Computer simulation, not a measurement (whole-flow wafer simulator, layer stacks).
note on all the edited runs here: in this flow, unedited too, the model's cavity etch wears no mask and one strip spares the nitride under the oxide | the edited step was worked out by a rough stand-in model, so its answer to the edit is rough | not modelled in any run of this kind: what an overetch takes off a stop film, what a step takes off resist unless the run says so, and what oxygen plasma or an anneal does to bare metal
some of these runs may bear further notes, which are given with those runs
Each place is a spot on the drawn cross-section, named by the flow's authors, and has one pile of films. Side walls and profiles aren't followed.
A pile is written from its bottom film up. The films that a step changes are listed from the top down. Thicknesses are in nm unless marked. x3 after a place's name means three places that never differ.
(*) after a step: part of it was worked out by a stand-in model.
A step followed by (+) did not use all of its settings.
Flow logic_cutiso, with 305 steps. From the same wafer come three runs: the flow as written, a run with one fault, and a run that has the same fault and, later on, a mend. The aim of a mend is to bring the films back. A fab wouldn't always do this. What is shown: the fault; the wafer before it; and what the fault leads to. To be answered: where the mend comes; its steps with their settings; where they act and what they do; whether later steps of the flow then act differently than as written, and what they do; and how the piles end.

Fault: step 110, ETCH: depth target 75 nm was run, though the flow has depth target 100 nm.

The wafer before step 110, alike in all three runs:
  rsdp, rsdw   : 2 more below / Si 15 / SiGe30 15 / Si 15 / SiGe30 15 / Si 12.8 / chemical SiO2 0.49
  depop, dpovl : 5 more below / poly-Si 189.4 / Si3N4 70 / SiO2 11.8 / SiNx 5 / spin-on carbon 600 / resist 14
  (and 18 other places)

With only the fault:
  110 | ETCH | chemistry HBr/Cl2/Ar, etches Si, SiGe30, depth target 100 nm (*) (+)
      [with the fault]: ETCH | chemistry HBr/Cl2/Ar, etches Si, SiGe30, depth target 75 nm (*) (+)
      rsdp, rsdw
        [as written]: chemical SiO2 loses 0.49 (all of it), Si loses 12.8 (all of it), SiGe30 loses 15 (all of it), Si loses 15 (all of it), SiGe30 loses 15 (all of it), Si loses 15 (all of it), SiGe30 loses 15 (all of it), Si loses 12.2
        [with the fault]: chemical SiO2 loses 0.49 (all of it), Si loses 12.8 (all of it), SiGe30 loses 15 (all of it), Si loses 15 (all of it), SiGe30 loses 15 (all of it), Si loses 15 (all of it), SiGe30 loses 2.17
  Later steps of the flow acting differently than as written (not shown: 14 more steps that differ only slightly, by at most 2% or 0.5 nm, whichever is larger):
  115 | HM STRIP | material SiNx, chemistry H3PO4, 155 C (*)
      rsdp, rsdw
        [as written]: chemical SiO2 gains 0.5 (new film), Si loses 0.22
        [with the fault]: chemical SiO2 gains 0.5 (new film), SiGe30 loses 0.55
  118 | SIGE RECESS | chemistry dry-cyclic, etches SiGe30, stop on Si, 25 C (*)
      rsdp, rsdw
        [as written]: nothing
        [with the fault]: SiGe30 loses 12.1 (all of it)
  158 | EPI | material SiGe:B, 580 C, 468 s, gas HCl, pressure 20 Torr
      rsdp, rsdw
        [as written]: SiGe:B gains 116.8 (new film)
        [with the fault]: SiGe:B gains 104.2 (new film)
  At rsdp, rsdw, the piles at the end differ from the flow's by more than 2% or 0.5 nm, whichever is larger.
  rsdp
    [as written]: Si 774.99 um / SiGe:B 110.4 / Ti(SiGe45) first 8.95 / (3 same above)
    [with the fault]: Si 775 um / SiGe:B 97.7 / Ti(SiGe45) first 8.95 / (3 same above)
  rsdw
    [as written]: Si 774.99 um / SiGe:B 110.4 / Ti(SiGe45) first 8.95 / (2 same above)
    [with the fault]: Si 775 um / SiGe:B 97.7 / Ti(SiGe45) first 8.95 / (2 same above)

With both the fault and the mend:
  The mend follows step 110.
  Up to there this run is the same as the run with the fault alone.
  110a | ETCH | chemistry HBr/Cl2/Ar, etches Si, SiGe30, depth target 25 nm (*) (+) (the flow's step 110 again, with other settings)
      rsdp, rsdw
        SiGe30 loses 12.8 (all of it), Si loses 12.2
  Every later step of the flow that is run acts as written at every place that is followed.
  At every place that both follow, the piles at the end match the flow's.
